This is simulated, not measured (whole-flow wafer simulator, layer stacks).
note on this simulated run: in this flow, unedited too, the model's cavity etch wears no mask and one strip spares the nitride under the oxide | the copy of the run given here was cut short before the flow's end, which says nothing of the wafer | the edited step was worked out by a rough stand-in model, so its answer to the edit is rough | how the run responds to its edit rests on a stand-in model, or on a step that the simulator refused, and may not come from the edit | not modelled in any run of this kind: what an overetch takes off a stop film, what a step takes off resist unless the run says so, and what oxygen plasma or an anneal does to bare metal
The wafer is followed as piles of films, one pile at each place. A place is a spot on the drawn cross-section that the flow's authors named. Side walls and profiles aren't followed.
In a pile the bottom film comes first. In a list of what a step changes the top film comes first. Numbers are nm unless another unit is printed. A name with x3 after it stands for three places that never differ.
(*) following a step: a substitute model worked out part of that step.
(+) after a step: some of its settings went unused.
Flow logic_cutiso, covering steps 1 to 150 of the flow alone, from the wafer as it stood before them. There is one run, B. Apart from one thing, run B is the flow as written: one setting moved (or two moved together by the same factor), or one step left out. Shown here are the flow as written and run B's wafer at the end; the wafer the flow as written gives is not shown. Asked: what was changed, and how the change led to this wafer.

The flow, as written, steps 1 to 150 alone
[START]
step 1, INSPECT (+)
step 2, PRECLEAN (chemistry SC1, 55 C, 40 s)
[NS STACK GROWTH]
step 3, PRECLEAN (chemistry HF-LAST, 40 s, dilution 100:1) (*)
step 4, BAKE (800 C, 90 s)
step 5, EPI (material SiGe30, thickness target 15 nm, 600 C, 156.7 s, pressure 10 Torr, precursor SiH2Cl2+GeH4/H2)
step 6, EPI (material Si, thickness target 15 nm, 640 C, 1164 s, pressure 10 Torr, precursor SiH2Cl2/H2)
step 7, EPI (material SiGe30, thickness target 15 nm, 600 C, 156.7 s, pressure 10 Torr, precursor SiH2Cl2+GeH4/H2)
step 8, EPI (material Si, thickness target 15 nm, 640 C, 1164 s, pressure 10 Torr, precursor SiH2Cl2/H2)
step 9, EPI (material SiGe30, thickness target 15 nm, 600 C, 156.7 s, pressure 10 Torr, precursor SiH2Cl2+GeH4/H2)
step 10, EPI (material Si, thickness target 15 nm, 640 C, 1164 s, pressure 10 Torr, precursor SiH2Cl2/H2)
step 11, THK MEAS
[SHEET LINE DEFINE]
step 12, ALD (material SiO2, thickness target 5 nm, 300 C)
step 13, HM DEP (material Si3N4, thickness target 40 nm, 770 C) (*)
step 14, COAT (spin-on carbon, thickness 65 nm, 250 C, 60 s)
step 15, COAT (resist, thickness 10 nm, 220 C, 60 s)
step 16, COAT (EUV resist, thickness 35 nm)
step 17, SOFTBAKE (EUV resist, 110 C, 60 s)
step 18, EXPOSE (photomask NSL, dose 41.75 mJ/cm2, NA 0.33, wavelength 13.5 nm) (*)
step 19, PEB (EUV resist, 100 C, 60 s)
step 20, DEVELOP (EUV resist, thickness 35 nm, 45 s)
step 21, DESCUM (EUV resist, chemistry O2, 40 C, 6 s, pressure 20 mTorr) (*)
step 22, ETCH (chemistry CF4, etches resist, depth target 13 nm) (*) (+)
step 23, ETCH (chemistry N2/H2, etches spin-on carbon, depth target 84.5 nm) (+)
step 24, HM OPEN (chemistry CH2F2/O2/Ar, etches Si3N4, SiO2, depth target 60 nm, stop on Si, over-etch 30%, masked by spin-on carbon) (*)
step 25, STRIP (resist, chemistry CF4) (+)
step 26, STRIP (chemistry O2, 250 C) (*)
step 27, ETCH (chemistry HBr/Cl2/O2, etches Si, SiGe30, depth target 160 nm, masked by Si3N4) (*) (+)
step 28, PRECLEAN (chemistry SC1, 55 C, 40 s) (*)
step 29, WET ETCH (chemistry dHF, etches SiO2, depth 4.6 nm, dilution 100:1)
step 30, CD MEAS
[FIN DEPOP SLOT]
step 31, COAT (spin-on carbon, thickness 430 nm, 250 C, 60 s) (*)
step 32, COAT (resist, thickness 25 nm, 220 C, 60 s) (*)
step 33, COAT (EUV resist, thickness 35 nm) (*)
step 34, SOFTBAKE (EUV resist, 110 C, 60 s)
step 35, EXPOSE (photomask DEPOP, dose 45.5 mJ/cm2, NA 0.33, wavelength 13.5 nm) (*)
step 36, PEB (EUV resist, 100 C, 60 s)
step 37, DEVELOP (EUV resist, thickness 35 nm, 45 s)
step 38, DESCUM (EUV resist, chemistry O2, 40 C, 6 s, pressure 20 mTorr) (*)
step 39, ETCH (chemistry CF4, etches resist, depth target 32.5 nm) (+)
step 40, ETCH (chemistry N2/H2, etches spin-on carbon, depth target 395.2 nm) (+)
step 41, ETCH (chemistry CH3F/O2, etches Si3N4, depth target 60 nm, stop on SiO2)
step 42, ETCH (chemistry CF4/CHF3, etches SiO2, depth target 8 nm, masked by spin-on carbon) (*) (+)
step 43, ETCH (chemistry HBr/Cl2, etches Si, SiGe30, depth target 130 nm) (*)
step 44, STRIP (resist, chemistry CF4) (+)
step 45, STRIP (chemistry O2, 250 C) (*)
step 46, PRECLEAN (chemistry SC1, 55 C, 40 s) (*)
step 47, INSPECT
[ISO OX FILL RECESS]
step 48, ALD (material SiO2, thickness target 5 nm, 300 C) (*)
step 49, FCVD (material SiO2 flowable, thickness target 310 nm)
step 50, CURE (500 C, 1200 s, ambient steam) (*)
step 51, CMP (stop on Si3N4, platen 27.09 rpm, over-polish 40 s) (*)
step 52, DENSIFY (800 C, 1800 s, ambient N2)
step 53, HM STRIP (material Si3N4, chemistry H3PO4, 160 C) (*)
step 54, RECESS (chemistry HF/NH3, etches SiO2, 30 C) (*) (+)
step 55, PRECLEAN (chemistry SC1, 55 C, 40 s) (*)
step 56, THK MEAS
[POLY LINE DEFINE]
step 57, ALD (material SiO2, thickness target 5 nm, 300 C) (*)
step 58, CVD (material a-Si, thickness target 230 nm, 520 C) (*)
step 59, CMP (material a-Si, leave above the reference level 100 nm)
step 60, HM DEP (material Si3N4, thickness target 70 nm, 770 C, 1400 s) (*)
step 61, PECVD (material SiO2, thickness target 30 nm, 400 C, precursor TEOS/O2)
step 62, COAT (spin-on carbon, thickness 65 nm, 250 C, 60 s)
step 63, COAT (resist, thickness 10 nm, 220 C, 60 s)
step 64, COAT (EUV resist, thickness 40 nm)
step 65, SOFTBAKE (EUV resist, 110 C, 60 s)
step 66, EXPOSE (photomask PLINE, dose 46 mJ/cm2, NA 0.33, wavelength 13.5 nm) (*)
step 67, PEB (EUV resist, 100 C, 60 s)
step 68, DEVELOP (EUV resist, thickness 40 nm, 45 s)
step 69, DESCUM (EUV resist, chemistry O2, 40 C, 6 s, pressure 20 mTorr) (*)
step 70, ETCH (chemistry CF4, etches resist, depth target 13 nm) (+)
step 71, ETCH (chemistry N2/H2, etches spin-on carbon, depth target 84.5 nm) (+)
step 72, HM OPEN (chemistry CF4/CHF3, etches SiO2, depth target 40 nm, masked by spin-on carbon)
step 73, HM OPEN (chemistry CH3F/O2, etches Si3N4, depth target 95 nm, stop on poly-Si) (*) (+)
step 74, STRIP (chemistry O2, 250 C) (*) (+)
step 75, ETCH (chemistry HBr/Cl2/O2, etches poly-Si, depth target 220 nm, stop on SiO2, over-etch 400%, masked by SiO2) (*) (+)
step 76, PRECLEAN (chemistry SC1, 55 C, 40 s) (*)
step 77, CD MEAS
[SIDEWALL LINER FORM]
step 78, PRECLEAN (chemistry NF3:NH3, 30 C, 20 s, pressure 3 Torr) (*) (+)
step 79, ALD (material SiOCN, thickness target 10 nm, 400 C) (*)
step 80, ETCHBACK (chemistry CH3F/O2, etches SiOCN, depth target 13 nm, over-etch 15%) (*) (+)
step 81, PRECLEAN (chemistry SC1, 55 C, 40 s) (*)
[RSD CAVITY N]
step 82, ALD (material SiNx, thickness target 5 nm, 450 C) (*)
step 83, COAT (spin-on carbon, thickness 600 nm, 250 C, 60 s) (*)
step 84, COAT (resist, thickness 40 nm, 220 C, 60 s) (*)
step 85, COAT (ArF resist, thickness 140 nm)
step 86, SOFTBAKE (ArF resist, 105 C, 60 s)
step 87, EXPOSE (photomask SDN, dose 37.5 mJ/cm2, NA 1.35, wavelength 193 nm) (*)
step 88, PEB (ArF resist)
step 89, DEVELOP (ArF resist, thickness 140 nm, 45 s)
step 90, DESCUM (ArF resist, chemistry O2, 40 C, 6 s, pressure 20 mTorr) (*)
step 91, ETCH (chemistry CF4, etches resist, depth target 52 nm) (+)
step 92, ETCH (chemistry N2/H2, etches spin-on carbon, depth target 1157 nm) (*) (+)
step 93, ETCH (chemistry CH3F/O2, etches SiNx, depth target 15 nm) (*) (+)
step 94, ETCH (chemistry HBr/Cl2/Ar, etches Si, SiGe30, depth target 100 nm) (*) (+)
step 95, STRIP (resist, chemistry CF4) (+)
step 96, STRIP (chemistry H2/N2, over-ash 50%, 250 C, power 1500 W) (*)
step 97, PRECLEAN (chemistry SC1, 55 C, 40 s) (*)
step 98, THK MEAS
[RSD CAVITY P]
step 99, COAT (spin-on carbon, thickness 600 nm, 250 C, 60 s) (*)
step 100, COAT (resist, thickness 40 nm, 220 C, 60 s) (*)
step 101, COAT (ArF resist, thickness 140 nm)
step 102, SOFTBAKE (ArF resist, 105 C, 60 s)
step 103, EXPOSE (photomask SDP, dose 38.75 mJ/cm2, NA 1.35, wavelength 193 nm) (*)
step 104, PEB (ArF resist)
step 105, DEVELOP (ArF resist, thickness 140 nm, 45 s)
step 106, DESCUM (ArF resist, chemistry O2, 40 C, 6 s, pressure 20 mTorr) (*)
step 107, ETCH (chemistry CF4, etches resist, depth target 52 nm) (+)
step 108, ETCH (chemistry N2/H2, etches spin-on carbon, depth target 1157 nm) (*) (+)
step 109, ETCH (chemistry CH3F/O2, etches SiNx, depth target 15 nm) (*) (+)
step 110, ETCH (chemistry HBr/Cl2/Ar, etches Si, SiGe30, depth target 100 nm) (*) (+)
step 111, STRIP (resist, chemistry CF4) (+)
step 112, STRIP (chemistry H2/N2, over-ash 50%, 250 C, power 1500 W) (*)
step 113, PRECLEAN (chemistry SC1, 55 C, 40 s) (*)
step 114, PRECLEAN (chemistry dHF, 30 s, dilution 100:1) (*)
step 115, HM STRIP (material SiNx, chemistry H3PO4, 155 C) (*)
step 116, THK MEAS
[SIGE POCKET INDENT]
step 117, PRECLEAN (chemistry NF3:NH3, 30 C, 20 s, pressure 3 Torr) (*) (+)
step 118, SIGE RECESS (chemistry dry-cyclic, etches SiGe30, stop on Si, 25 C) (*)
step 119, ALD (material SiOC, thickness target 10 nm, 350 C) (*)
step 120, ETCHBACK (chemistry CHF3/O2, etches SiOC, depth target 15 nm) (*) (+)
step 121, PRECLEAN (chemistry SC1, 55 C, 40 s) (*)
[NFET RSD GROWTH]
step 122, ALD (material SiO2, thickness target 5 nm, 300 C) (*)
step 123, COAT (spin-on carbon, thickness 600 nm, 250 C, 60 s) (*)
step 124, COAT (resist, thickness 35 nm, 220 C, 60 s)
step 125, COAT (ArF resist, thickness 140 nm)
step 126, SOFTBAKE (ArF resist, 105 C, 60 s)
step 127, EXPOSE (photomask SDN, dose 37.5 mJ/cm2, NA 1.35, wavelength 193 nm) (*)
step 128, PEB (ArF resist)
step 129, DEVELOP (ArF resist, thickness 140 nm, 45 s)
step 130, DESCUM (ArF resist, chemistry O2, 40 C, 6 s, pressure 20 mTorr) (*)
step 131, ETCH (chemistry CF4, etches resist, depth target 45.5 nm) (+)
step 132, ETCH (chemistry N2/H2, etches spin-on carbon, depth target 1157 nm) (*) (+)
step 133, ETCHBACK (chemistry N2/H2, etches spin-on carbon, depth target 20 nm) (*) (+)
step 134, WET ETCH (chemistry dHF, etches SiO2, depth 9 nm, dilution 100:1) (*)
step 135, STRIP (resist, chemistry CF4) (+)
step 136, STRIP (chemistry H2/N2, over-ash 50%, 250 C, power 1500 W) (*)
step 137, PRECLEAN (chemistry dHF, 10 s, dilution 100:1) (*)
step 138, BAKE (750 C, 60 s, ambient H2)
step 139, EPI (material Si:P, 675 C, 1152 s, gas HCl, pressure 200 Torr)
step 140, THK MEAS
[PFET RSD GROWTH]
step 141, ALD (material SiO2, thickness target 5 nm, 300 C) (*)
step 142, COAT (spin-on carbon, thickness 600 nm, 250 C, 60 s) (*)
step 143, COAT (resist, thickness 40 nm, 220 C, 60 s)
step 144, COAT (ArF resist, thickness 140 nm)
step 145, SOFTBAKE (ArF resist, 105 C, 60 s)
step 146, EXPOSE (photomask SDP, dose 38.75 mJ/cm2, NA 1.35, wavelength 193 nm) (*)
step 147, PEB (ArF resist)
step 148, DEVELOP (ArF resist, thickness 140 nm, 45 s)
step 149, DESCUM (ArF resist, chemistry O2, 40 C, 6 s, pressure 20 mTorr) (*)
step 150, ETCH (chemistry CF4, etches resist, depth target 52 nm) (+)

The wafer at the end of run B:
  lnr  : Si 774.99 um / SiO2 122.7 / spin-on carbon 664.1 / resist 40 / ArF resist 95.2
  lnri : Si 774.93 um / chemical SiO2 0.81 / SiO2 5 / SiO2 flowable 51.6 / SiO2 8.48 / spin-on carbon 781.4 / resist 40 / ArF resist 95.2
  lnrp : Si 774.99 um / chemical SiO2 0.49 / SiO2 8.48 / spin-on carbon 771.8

The reason: step 79, ALD: thickness target 6.5 nm was run, whereas the flow has thickness target 10 nm.

How this came from the change, step by step:
  step 79, ALD (material SiOCN, thickness target 10 nm, 400 C) (*)
      depop, dpovl, gfld and 19 more: SiOCN gains 6.5 (new film) (in the flow as written it would be: SiOCN gains 10 (new film))
  step 80, ETCHBACK (chemistry CH3F/O2, etches SiOCN, depth target 13 nm, over-etch 15%) (*) (+)
      lnr, lnrp, lnrt: SiOCN loses 6.5 (all of it), Si loses 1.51 (in the flow as written it would be: SiOCN gains 175.1)
      lnri: SiOCN loses 6.5 (all of it), SiO2 flowable loses 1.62 (in the flow as written it would be: SiOCN gains 271.9)
      (also at 18 further places)
  step 83, COAT (spin-on carbon, thickness 600 nm, 250 C, 60 s) (*)
      gl, glp, gxn, gxp, tap: spin-on carbon gains 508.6 (new film) (in the flow as written it would be: spin-on carbon gains 528.7 (new film))
      rsdn, rsdp, rsdw: spin-on carbon gains 696.4 (new film) (in the flow as written it would be: spin-on carbon gains 716.5 (new film))
      (also at 9 further places)
  step 92, ETCH (chemistry N2/H2, etches spin-on carbon, depth target 1157 nm) (*) (+)
      gl, gxn, tap: spin-on carbon loses 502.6 (all of it), SiNx loses 5 (all of it), SiO2 loses 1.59 (in the flow as written it would be: spin-on carbon loses 522.7 (all of it), SiNx loses 2.88)
      depop, dpovl, gfld and 12 more: ArF resist loses 95.2 (all of it), resist loses 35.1 (in the flow as written it would be: ArF resist loses 95.2 (all of it), resist loses 26.2)
      (also at 4 further places)
  step 93, ETCH (chemistry CH3F/O2, etches SiNx, depth target 15 nm) (*) (+)
      gl, gxn, tap: SiO2 loses 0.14 (in the flow as written it would be: SiNx loses 2.12 (all of it), SiO2 loses 0.17)
      lnr, lnrt: SiNx loses 1.25 (all of it), chemical SiO2 loses 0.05 (in the flow as written it would be: SiNx loses 2.15 (all of it), SiOCN loses 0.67)
      (also at 2 further places)
  step 94, ETCH (chemistry HBr/Cl2/Ar, etches Si, SiGe30, depth target 100 nm) (*) (+)
      lnr, lnrt: chemical SiO2 loses 0.44 (all of it), Si loses 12 (all of it), SiGe30 loses 15 (all of it), Si loses 15 (all of it), SiGe30 loses 15 (all of it), Si loses 15 (all of it), SiGe30 loses 15 (all of it), Si loses 13 (in the flow as written it would be: nothing)
      rsdn, rsdx: chemical SiO2 loses 0.44 (all of it), Si loses 12 (all of it), SiGe30 loses 15 (all of it), Si loses 15 (all of it), SiGe30 loses 15 (all of it), Si loses 15 (all of it), SiGe30 loses 15 (all of it), Si loses 13 (in the flow as written it would be: chemical SiO2 loses 0.49 (all of it), Si loses 12.8 (all of it), SiGe30 loses 15 (all of it), Si loses 15 (all of it), SiGe30 loses 15 (all of it), Si loses 15 (all of it), SiGe30 loses 15 (all of it), Si loses 12.2)
  step 95, STRIP (resist, chemistry CF4) (+)
      depop, dpovl, isow, ns, nsgap: resist loses 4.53 (all of it) (in the flow as written it would be: resist loses 13 (all of it))
      gfld, lnri: resist loses 4.6 (all of it) (in the flow as written it would be: resist loses 13 (all of it))
      (also at 8 further places)
  step 96, STRIP (chemistry H2/N2, over-ash 50%, 250 C, power 1500 W) (*)
      gfld, gxf: spin-on carbon loses 508.5 (all of it) (in the flow as written it would be: spin-on carbon loses 528.6 (all of it))
      glp, gxp: spin-on carbon loses 508.6 (all of it) (in the flow as written it would be: spin-on carbon loses 528.7 (all of it))
      (also at 6 further places)
  step 99, COAT (spin-on carbon, thickness 600 nm, 250 C, 60 s) (*)
      gl, gxn: spin-on carbon gains 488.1 (new film) (in the flow as written it would be: spin-on carbon gains 514.9 (new film))
      glp, gxp: spin-on carbon gains 481.6 (new film) (in the flow as written it would be: spin-on carbon gains 509.9 (new film))
      (also at 13 further places)
  step 108, ETCH (chemistry N2/H2, etches spin-on carbon, depth target 1157 nm) (*) (+)
      glp, gxp: spin-on carbon loses 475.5 (all of it), SiNx loses 5 (all of it), SiO2 loses 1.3 (in the flow as written it would be: spin-on carbon loses 503.9 (all of it), SiNx loses 2.78)
      depop, dpovl, gfld and 14 more: ArF resist loses 95.2 (all of it), resist loses 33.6 (in the flow as written it would be: ArF resist loses 95.2 (all of it), resist loses 25.2)
      (also at 3 further places)
  step 109, ETCH (chemistry CH3F/O2, etches SiNx, depth target 15 nm) (*) (+)
      glp, gxp: SiO2 loses 0.16 (in the flow as written it would be: SiNx loses 2.22 (all of it), SiO2 loses 0.17)
      rsdp, rsdw: SiNx loses 1.39 (all of it), chemical SiO2 loses 0.06 (in the flow as written it would be: SiNx loses 4.26 (all of it))
      (also at 1 further place)
  step 110, ETCH (chemistry HBr/Cl2/Ar, etches Si, SiGe30, depth target 100 nm) (*) (+)
      lnrp: chemical SiO2 loses 0.44 (all of it), Si loses 12 (all of it), SiGe30 loses 15 (all of it), Si loses 15 (all of it), SiGe30 loses 15 (all of it), Si loses 15 (all of it), SiGe30 loses 15 (all of it), Si loses 13 (in the flow as written it would be: nothing)
      rsdp, rsdw: chemical SiO2 loses 0.44 (all of it), Si loses 12 (all of it), SiGe30 loses 15 (all of it), Si loses 15 (all of it), SiGe30 loses 15 (all of it), Si loses 15 (all of it), SiGe30 loses 15 (all of it), Si loses 13 (in the flow as written it would be: chemical SiO2 loses 0.49 (all of it), Si loses 12.8 (all of it), SiGe30 loses 15 (all of it), Si loses 15 (all of it), SiGe30 loses 15 (all of it), Si loses 15 (all of it), SiGe30 loses 15 (all of it), Si loses 12.2)
  step 111, STRIP (resist, chemistry CF4) (+)
      depop, dpovl, isow, ns, nsgap: resist loses 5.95 (all of it) (in the flow as written it would be: resist loses 14 (all of it))
      gxn, lnr, lnrt: resist loses 6.05 (all of it) (in the flow as written it would be: resist loses 14.1 (all of it))
      (also at 9 further places)
  step 112, STRIP (chemistry H2/N2, over-ash 50%, 250 C, power 1500 W) (*)
      gl, gxn: spin-on carbon loses 488.1 (all of it) (in the flow as written it would be: spin-on carbon loses 514.9 (all of it))
      lnr, lnrt: spin-on carbon loses 774.4 (all of it) (in the flow as written it would be: spin-on carbon loses 517.6 (all of it))
      (also at 8 further places)
  step 114, PRECLEAN (chemistry dHF, 30 s, dilution 100:1) (*)
      lnr, lnrt: chemical SiO2 loses 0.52 (all of it) (in the flow as written it would be: SiOCN loses 0.49)
  step 115, HM STRIP (material SiNx, chemistry H3PO4, 155 C) (*)
      lnr, lnrp, lnrt: chemical SiO2 gains 0.5 (new film), Si loses 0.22 (in the flow as written it would be: SiOCN loses 0.58)
  ... 12 further steps ...
  step 142, COAT (spin-on carbon, thickness 600 nm, 250 C, 60 s) (*)
      gfld, gxf, plug: spin-on carbon gains 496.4 (new film) (in the flow as written it would be: spin-on carbon gains 525.3 (new film))
      gl, tap: spin-on carbon gains 518.4 (new film) (in the flow as written it would be: spin-on carbon gains 547.8 (new film))
      (also at 12 further places)
